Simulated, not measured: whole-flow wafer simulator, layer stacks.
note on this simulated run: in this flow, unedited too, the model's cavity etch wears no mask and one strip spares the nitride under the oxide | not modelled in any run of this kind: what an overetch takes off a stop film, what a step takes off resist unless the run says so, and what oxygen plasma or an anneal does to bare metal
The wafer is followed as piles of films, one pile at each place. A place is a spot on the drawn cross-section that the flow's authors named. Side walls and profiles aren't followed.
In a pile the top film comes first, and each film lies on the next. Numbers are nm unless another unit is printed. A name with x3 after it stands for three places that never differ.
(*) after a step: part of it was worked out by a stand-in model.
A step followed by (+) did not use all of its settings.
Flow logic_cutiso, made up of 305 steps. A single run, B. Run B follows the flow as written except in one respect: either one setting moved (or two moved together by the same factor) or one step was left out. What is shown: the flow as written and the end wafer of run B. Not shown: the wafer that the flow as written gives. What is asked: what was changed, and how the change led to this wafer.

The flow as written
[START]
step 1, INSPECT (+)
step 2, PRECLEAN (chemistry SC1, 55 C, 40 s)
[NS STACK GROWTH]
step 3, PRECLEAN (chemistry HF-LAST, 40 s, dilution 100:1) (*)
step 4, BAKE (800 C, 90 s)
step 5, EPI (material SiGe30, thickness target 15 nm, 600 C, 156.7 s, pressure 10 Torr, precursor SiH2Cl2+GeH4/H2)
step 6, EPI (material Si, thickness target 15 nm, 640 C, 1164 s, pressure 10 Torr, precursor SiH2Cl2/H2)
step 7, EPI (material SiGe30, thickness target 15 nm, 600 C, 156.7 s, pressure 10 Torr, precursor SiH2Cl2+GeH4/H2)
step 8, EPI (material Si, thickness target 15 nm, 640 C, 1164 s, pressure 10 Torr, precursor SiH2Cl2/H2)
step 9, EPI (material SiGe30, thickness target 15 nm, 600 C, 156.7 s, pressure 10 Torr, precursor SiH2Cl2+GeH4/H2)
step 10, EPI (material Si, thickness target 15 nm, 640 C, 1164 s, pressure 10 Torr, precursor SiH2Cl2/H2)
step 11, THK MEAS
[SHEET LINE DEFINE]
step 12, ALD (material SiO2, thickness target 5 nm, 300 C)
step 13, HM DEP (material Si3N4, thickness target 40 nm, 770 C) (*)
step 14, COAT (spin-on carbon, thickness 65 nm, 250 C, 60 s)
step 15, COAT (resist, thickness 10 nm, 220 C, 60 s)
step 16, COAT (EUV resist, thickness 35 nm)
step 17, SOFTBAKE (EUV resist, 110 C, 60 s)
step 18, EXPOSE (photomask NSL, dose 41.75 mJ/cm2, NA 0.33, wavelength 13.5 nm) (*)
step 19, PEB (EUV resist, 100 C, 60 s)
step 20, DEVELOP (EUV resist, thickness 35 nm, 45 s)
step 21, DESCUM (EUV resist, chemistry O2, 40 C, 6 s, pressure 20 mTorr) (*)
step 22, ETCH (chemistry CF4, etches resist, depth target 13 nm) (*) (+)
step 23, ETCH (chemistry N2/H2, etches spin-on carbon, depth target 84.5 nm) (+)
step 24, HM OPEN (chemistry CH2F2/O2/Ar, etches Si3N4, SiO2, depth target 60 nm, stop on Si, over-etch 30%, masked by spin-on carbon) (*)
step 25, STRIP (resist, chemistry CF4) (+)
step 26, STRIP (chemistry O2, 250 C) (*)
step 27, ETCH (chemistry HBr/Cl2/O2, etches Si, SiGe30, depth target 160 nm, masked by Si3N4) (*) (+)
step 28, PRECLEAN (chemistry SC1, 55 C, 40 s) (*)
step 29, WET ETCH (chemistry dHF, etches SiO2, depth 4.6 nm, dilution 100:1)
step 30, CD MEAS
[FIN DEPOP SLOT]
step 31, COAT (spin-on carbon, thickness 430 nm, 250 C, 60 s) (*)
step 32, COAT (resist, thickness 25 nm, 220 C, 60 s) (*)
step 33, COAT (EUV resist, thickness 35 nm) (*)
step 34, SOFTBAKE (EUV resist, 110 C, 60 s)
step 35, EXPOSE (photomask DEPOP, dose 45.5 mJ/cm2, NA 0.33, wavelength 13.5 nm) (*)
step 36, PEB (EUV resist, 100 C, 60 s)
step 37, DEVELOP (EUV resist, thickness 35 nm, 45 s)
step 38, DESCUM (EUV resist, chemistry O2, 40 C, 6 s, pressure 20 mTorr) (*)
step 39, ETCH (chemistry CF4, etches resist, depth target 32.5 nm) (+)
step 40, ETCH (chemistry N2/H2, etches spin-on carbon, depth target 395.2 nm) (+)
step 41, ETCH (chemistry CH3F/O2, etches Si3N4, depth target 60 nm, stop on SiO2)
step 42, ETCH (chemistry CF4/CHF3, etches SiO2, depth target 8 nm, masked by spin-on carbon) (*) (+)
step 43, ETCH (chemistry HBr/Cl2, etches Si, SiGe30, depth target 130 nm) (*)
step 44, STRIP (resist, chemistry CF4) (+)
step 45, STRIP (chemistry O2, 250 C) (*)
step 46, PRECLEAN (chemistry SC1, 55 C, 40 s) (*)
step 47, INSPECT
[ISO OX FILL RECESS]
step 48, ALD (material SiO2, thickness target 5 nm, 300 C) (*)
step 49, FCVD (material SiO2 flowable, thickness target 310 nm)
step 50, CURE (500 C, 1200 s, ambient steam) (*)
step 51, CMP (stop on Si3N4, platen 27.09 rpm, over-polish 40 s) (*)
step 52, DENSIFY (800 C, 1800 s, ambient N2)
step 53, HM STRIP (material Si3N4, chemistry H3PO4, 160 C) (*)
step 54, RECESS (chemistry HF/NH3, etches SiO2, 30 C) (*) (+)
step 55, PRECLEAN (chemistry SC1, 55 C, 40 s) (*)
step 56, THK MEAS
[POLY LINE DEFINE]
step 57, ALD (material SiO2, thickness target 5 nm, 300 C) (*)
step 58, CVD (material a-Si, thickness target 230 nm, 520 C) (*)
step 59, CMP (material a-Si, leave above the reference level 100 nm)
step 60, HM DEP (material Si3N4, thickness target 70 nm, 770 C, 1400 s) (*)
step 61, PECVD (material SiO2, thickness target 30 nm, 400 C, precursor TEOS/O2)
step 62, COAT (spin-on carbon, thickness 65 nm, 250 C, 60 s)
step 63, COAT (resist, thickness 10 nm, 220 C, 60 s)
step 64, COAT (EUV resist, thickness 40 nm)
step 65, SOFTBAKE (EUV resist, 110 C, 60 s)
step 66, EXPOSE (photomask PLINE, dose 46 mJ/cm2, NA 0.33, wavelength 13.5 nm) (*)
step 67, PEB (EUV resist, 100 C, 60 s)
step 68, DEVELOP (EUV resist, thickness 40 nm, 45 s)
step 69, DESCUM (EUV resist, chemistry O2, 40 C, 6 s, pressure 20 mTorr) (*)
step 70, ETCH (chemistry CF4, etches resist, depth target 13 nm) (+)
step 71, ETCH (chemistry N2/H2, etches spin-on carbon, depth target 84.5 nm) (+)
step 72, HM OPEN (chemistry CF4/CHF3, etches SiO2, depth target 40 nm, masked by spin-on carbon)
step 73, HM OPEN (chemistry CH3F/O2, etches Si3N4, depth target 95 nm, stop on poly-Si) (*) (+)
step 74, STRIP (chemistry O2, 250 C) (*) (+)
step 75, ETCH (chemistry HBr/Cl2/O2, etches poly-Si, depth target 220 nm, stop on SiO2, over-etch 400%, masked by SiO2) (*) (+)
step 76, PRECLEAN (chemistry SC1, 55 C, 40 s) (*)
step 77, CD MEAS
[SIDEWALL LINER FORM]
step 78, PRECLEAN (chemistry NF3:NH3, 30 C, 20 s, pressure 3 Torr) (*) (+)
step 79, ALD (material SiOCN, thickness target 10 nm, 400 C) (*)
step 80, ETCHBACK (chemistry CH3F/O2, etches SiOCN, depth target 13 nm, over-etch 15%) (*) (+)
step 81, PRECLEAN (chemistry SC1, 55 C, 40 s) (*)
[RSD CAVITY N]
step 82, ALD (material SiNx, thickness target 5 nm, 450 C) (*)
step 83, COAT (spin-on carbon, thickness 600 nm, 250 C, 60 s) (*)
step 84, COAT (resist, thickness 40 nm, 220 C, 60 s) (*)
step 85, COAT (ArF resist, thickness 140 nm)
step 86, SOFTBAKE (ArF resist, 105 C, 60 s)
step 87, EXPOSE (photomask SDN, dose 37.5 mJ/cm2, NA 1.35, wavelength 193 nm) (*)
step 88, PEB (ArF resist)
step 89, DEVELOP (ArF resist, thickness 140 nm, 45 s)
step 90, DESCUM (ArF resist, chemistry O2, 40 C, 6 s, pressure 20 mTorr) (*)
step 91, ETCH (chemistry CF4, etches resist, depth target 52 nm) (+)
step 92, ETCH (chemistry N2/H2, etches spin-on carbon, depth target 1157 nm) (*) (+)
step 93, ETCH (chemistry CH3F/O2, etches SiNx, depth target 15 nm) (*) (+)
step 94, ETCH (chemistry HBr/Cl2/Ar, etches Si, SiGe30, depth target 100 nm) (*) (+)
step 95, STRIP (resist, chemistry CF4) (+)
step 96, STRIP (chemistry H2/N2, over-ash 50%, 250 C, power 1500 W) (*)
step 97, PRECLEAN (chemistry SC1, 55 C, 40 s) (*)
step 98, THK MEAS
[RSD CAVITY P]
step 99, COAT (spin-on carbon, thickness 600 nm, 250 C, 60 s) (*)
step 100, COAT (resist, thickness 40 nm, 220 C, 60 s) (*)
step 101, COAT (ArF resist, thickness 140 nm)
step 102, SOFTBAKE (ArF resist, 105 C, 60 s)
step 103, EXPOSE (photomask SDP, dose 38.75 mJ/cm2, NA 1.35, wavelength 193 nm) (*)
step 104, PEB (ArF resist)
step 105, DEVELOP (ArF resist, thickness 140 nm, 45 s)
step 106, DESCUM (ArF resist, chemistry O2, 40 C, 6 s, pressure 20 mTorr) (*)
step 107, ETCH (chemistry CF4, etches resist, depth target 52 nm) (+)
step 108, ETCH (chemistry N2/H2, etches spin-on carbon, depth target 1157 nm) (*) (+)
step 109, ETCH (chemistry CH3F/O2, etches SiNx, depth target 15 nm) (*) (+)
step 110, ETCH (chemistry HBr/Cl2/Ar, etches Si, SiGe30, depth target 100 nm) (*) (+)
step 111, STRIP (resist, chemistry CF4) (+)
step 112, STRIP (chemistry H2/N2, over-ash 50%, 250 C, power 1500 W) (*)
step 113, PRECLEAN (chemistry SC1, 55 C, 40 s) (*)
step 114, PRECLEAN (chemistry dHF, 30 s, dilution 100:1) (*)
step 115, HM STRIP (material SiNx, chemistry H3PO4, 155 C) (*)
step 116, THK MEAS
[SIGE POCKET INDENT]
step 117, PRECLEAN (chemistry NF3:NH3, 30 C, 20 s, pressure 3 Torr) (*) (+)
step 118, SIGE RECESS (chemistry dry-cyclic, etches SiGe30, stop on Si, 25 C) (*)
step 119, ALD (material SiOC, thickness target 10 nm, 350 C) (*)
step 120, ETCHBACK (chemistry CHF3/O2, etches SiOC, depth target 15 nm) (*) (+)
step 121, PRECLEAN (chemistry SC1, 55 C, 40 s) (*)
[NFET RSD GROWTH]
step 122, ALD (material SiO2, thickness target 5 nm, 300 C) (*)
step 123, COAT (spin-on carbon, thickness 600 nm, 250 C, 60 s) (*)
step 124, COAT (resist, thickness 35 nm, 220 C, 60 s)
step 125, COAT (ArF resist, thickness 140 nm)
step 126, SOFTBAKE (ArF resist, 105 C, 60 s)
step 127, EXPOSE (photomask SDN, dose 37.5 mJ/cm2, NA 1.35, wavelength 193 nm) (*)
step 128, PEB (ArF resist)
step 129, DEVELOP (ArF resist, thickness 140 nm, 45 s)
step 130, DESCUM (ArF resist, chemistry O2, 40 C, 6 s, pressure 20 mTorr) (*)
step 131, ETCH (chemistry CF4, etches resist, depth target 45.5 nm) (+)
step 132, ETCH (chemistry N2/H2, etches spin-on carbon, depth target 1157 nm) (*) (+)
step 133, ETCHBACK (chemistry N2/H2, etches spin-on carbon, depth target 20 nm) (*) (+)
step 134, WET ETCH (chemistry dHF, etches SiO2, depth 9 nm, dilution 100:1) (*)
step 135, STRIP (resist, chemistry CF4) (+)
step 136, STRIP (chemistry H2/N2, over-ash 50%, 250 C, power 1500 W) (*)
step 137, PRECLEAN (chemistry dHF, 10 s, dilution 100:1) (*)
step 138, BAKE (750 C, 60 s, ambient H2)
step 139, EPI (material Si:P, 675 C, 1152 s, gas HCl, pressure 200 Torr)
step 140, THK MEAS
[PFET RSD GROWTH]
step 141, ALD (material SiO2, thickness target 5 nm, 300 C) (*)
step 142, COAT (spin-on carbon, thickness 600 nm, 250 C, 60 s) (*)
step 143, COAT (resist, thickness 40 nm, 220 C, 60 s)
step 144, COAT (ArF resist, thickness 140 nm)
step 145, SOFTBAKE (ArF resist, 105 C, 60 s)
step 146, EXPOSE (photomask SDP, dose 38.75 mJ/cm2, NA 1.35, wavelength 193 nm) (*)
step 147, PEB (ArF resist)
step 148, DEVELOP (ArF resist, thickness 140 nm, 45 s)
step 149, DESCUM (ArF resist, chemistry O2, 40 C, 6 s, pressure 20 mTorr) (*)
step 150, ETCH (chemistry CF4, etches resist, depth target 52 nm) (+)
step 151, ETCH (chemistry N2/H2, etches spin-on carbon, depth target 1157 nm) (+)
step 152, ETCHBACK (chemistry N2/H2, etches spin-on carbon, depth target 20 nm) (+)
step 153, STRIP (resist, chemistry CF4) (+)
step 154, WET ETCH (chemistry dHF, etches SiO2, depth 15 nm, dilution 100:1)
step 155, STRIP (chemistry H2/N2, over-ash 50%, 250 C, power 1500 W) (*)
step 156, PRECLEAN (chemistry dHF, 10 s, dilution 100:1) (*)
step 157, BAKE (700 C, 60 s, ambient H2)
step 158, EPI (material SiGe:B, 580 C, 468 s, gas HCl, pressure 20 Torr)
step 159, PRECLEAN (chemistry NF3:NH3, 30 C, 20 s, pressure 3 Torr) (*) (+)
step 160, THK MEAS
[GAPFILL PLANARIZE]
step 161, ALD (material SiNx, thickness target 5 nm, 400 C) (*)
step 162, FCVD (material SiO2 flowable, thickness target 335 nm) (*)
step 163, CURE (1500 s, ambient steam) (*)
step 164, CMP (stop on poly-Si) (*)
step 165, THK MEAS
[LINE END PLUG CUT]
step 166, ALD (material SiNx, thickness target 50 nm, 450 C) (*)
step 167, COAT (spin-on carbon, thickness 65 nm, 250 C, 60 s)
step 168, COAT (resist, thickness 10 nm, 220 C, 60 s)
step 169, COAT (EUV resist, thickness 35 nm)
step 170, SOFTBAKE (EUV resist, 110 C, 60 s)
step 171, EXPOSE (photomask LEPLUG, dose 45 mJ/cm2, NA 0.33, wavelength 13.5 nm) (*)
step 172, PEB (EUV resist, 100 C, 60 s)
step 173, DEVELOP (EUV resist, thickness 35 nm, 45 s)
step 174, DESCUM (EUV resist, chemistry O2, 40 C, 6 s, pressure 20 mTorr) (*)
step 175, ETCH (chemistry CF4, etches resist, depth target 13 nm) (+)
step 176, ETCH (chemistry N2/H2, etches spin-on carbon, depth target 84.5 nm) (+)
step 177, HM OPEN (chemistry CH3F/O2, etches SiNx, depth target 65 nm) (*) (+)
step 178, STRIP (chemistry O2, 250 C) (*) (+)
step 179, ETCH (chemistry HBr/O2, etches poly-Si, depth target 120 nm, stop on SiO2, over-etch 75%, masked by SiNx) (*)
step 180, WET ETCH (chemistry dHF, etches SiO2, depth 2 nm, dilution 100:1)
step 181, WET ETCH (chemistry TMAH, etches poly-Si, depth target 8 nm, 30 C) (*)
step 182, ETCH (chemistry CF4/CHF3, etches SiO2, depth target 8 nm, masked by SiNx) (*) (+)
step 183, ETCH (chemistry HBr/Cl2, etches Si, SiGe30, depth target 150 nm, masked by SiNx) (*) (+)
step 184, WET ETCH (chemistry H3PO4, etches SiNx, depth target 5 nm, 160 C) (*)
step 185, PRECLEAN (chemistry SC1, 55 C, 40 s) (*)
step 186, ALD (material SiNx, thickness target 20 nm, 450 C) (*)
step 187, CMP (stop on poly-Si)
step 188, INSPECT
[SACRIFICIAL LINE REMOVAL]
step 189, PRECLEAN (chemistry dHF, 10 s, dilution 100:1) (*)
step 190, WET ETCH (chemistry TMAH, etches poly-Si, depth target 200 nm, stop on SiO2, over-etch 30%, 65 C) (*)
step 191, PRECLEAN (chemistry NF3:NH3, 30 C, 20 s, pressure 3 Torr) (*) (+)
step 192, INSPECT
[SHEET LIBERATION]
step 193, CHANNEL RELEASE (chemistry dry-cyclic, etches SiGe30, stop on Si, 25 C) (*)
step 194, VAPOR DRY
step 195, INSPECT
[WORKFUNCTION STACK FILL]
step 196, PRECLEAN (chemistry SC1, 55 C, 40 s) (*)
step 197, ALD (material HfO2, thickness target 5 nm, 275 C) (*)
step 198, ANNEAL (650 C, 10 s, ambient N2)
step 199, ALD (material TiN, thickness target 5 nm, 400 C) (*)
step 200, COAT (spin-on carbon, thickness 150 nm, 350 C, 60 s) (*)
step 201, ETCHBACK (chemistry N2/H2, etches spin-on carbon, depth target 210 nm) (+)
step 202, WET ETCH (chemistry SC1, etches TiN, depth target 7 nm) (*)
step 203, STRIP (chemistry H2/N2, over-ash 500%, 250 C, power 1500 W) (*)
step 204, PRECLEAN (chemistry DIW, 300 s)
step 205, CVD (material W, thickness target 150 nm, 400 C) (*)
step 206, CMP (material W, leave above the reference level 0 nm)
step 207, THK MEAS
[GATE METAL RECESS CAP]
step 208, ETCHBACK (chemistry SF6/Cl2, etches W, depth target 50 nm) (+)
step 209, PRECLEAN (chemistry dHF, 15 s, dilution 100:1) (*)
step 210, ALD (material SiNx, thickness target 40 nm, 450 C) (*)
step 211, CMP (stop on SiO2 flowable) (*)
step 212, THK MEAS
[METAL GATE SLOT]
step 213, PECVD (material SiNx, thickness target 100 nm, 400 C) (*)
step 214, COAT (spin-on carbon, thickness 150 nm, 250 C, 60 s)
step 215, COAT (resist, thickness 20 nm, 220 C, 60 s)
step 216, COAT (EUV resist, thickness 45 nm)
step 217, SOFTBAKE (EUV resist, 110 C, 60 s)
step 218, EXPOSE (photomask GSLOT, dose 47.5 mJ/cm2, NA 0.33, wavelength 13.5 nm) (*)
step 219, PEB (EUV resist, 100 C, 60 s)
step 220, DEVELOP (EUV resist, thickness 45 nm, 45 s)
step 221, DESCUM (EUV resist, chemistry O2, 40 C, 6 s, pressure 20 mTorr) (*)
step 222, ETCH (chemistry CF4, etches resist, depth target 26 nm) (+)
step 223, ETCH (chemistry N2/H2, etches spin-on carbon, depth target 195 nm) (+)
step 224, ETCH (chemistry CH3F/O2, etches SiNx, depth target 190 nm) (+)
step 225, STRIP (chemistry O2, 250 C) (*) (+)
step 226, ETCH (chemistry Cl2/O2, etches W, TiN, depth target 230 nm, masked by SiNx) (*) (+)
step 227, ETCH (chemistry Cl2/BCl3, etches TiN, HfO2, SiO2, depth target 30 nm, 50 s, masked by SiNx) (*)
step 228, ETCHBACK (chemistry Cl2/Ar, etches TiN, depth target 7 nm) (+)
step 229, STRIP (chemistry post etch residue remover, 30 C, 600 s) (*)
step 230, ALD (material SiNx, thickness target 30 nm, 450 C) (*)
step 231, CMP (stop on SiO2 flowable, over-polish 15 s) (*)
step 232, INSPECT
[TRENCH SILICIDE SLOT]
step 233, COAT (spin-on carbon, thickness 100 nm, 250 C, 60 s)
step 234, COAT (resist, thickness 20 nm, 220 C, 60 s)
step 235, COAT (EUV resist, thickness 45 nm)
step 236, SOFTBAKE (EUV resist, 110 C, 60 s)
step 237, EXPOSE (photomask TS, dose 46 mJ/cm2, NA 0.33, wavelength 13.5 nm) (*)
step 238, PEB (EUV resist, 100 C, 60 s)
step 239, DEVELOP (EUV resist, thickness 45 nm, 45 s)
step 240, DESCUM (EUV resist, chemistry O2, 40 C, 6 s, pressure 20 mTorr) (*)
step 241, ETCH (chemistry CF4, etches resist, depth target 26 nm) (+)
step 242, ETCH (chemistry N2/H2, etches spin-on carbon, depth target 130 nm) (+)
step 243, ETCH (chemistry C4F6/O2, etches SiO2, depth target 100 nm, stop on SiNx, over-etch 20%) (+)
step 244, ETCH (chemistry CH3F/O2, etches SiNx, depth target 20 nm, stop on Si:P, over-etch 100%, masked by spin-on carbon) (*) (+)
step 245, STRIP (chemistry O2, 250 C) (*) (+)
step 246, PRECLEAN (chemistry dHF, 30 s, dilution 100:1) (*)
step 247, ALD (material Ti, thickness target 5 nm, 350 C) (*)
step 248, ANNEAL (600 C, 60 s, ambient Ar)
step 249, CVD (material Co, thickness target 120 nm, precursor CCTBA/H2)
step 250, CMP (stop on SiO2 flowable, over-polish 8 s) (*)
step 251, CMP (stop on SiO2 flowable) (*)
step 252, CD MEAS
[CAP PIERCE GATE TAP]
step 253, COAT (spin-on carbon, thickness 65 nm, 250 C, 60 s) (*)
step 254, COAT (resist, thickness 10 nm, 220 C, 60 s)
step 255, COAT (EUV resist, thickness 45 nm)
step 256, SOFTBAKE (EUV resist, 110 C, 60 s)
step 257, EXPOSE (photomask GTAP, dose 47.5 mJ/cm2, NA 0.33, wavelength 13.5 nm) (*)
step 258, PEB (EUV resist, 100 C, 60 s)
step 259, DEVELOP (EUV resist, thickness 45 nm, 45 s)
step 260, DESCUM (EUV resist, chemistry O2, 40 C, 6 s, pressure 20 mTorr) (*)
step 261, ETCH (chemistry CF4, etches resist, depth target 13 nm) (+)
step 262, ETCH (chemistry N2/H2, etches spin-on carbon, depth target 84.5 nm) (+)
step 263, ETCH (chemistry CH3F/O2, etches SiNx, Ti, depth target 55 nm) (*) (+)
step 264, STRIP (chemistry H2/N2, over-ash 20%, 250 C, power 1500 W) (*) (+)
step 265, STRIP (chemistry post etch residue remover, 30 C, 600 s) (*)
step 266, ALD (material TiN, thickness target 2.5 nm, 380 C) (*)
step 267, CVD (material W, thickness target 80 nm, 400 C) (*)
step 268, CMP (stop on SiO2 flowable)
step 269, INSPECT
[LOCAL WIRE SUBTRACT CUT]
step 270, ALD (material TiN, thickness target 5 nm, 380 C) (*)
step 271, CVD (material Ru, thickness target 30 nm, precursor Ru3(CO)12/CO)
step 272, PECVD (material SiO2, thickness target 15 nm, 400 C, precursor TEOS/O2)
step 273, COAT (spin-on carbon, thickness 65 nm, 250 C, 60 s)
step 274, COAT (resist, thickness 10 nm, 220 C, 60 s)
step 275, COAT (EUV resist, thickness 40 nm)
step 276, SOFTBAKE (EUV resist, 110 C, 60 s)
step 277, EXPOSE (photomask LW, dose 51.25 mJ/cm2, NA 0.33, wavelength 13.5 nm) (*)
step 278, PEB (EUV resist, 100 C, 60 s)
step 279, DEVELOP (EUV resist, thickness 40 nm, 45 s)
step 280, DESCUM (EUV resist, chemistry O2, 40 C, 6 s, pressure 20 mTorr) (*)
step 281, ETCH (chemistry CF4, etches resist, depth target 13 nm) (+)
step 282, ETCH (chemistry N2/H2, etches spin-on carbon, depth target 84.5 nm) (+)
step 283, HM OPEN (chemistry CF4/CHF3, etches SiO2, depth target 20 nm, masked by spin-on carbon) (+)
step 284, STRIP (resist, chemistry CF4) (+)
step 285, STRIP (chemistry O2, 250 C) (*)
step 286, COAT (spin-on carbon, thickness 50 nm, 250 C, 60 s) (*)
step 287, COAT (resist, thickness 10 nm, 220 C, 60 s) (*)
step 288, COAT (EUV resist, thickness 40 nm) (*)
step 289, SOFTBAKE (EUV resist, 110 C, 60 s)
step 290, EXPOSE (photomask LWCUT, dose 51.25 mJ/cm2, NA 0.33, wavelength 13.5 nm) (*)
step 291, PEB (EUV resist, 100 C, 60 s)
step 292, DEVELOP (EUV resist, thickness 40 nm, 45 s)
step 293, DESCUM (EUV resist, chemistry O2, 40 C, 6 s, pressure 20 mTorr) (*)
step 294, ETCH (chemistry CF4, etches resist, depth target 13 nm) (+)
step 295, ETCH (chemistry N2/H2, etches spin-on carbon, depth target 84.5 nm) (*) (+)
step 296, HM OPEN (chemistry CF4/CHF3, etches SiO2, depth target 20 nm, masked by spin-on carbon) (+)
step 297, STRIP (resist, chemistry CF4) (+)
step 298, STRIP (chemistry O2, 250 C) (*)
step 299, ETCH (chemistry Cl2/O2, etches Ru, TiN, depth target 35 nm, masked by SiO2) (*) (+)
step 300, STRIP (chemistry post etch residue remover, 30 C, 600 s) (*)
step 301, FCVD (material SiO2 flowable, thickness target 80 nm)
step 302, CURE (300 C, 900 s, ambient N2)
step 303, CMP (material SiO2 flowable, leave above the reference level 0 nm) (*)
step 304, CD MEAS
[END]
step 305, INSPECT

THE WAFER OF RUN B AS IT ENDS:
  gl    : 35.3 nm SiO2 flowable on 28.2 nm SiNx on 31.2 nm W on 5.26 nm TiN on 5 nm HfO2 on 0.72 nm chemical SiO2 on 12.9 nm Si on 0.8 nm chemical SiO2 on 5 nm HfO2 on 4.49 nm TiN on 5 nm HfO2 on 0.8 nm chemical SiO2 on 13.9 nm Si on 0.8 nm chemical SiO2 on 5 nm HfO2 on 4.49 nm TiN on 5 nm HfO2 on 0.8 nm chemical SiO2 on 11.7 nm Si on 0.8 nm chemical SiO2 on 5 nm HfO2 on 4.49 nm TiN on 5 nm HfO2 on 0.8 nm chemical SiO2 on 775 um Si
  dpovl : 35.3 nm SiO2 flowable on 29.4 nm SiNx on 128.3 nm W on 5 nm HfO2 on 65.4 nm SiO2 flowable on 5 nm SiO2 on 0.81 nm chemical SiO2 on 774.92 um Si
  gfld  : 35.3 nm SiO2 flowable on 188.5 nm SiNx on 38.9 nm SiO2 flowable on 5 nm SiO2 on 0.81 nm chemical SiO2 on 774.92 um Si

The reason: step 6, EPI: thickness target 12.8 nm was run, though the flow has thickness target 15 nm; step 6, EPI: 989.7 s was run, where the flow has 1164 s.

How this came from the change, step by step:
  step 6, EPI (material Si, thickness target 15 nm, 640 C, 1164 s, pressure 10 Torr, precursor SiH2Cl2/H2)
      depop, dpovl, gfld and 19 more: Si gains 12.8 (new film) (it would be, as written: Si gains 15 (new film))
  step 27, ETCH (chemistry HBr/Cl2/O2, etches Si, SiGe30, depth target 160 nm, masked by Si3N4) (*) (+)
      gfld, gxf, iso, lnri: chemical SiO2 loses 0.79 (all of it), Si loses 11.4 (all of it), SiGe30 loses 15 (all of it), Si loses 15 (all of it), SiGe30 loses 15 (all of it), Si loses 12.8 (all of it), SiGe30 loses 15 (all of it), Si loses 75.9 (it would be, as written: chemical SiO2 loses 0.79 (all of it), Si loses 11.4 (all of it), SiGe30 loses 15 (all of it), Si loses 15 (all of it), SiGe30 loses 15 (all of it), Si loses 15 (all of it), SiGe30 loses 15 (all of it), Si loses 73.6)
      dpovl, nsgap: chemical SiO2 loses 0.79 (all of it), Si loses 11.8 (all of it), SiGe30 loses 15 (all of it), Si loses 15 (all of it), SiGe30 loses 15 (all of it), Si loses 12.8 (all of it), SiGe30 loses 15 (all of it), Si loses 75.5 (it would be, as written: chemical SiO2 loses 0.79 (all of it), Si loses 11.8 (all of it), SiGe30 loses 15 (all of it), Si loses 15 (all of it), SiGe30 loses 15 (all of it), Si loses 15 (all of it), SiGe30 loses 15 (all of it), Si loses 73.2)
      (as well as at 1 more place)
  step 43, ETCH (chemistry HBr/Cl2, etches Si, SiGe30, depth target 130 nm) (*)
      depop: Si loses 14 (all of it), SiGe30 loses 15 (all of it), Si loses 15 (all of it), SiGe30 loses 15 (all of it), Si loses 12.8 (all of it), SiGe30 loses 15 (all of it), Si loses 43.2 (it would be, as written: Si loses 14 (all of it), SiGe30 loses 15 (all of it), Si loses 15 (all of it), SiGe30 loses 15 (all of it), Si loses 15 (all of it), SiGe30 loses 15 (all of it), Si loses 41)
  step 94, ETCH (chemistry HBr/Cl2/Ar, etches Si, SiGe30, depth target 100 nm) (*) (+)
      rsdn, rsdx: chemical SiO2 loses 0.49 (all of it), Si loses 12.8 (all of it), SiGe30 loses 15 (all of it), Si loses 15 (all of it), SiGe30 loses 15 (all of it), Si loses 12.8 (all of it), SiGe30 loses 15 (all of it), Si loses 14.4 (it would be, as written: chemical SiO2 loses 0.49 (all of it), Si loses 12.8 (all of it), SiGe30 loses 15 (all of it), Si loses 15 (all of it), SiGe30 loses 15 (all of it), Si loses 15 (all of it), SiGe30 loses 15 (all of it), Si loses 12.2)
  step 110, ETCH (chemistry HBr/Cl2/Ar, etches Si, SiGe30, depth target 100 nm) (*) (+)
      rsdp, rsdw: chemical SiO2 loses 0.49 (all of it), Si loses 12.8 (all of it), SiGe30 loses 15 (all of it), Si loses 15 (all of it), SiGe30 loses 15 (all of it), Si loses 12.8 (all of it), SiGe30 loses 15 (all of it), Si loses 14.4 (it would be, as written: chemical SiO2 loses 0.49 (all of it), Si loses 12.8 (all of it), SiGe30 loses 15 (all of it), Si loses 15 (all of it), SiGe30 loses 15 (all of it), Si loses 15 (all of it), SiGe30 loses 15 (all of it), Si loses 12.2)
  step 183, ETCH (chemistry HBr/Cl2, etches Si, SiGe30, depth target 150 nm, masked by SiNx) (*) (+)
      plug: Si loses 13.6 (all of it), SiGe30 loses 15 (all of it), Si loses 15 (all of it), SiGe30 loses 15 (all of it), Si loses 12.8 (all of it), SiGe30 loses 15 (all of it), Si loses 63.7 (it would be, as written: Si loses 13.6 (all of it), SiGe30 loses 15 (all of it), Si loses 15 (all of it), SiGe30 loses 15 (all of it), Si loses 15 (all of it), SiGe30 loses 15 (all of it), Si loses 61.4)
